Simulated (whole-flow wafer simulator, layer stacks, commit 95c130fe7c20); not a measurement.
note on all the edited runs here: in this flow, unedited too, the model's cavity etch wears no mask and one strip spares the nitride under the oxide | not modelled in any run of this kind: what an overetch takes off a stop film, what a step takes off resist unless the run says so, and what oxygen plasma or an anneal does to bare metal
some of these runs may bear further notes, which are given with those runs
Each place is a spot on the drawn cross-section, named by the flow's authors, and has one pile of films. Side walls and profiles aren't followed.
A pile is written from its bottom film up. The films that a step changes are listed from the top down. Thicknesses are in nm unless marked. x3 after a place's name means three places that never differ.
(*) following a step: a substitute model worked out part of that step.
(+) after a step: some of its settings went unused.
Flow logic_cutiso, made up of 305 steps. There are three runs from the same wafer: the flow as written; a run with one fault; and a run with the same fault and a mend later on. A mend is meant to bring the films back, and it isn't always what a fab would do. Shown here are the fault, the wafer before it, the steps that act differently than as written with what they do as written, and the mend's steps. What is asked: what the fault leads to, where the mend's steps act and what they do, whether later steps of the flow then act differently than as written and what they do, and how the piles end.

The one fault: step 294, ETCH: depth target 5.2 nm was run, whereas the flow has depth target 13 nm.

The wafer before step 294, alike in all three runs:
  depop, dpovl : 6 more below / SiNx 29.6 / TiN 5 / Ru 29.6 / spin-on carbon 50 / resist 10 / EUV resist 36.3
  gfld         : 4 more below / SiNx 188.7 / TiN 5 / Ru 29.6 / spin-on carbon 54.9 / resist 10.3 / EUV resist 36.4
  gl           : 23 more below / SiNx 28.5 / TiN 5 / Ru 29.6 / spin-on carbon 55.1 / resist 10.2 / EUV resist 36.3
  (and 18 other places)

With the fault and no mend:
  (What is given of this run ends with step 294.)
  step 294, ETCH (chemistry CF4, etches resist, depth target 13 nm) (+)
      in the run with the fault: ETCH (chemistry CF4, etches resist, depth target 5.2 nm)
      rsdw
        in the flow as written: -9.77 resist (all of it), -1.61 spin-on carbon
        in the run with the fault: -5.2 resist
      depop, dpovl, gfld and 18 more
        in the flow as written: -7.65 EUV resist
        in the run with the fault: -3.06 EUV resist
  The piles after step 294 differ from the flow's at depop, dpovl, gfld and 19 more by more than 2% or 0.5 nm, whichever is larger.
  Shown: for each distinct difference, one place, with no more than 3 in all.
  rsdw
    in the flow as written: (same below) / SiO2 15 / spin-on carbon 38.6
    in the run with the fault: (same below) / SiO2 15 / spin-on carbon 40.2 / resist 4.57
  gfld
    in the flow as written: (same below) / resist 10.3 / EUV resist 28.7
    in the run with the fault: (same below) / resist 10.3 / EUV resist 33.3
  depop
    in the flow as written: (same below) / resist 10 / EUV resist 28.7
    in the run with the fault: (same below) / resist 10 / EUV resist 33.3

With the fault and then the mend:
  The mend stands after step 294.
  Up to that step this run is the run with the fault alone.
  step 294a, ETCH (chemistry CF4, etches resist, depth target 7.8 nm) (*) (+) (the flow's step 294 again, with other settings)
      depop, dpovl, gfld and 18 more
        -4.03 EUV resist
      rsdw
        -4.57 resist (all of it), -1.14 spin-on carbon
  Later steps of the flow acting differently than as written (1 more step, not shown, differs only slightly: by at most 2% or 0.5 nm, whichever is larger):
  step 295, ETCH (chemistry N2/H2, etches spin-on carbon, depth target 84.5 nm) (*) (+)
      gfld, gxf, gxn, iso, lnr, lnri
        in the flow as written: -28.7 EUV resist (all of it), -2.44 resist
        in the run with the mend: -29.3 EUV resist (all of it), -2.46 resist
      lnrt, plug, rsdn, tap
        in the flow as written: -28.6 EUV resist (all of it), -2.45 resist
        in the run with the mend: -29.2 EUV resist (all of it), -2.47 resist
  By the end, the piles equal the flow's at every place that both follow.
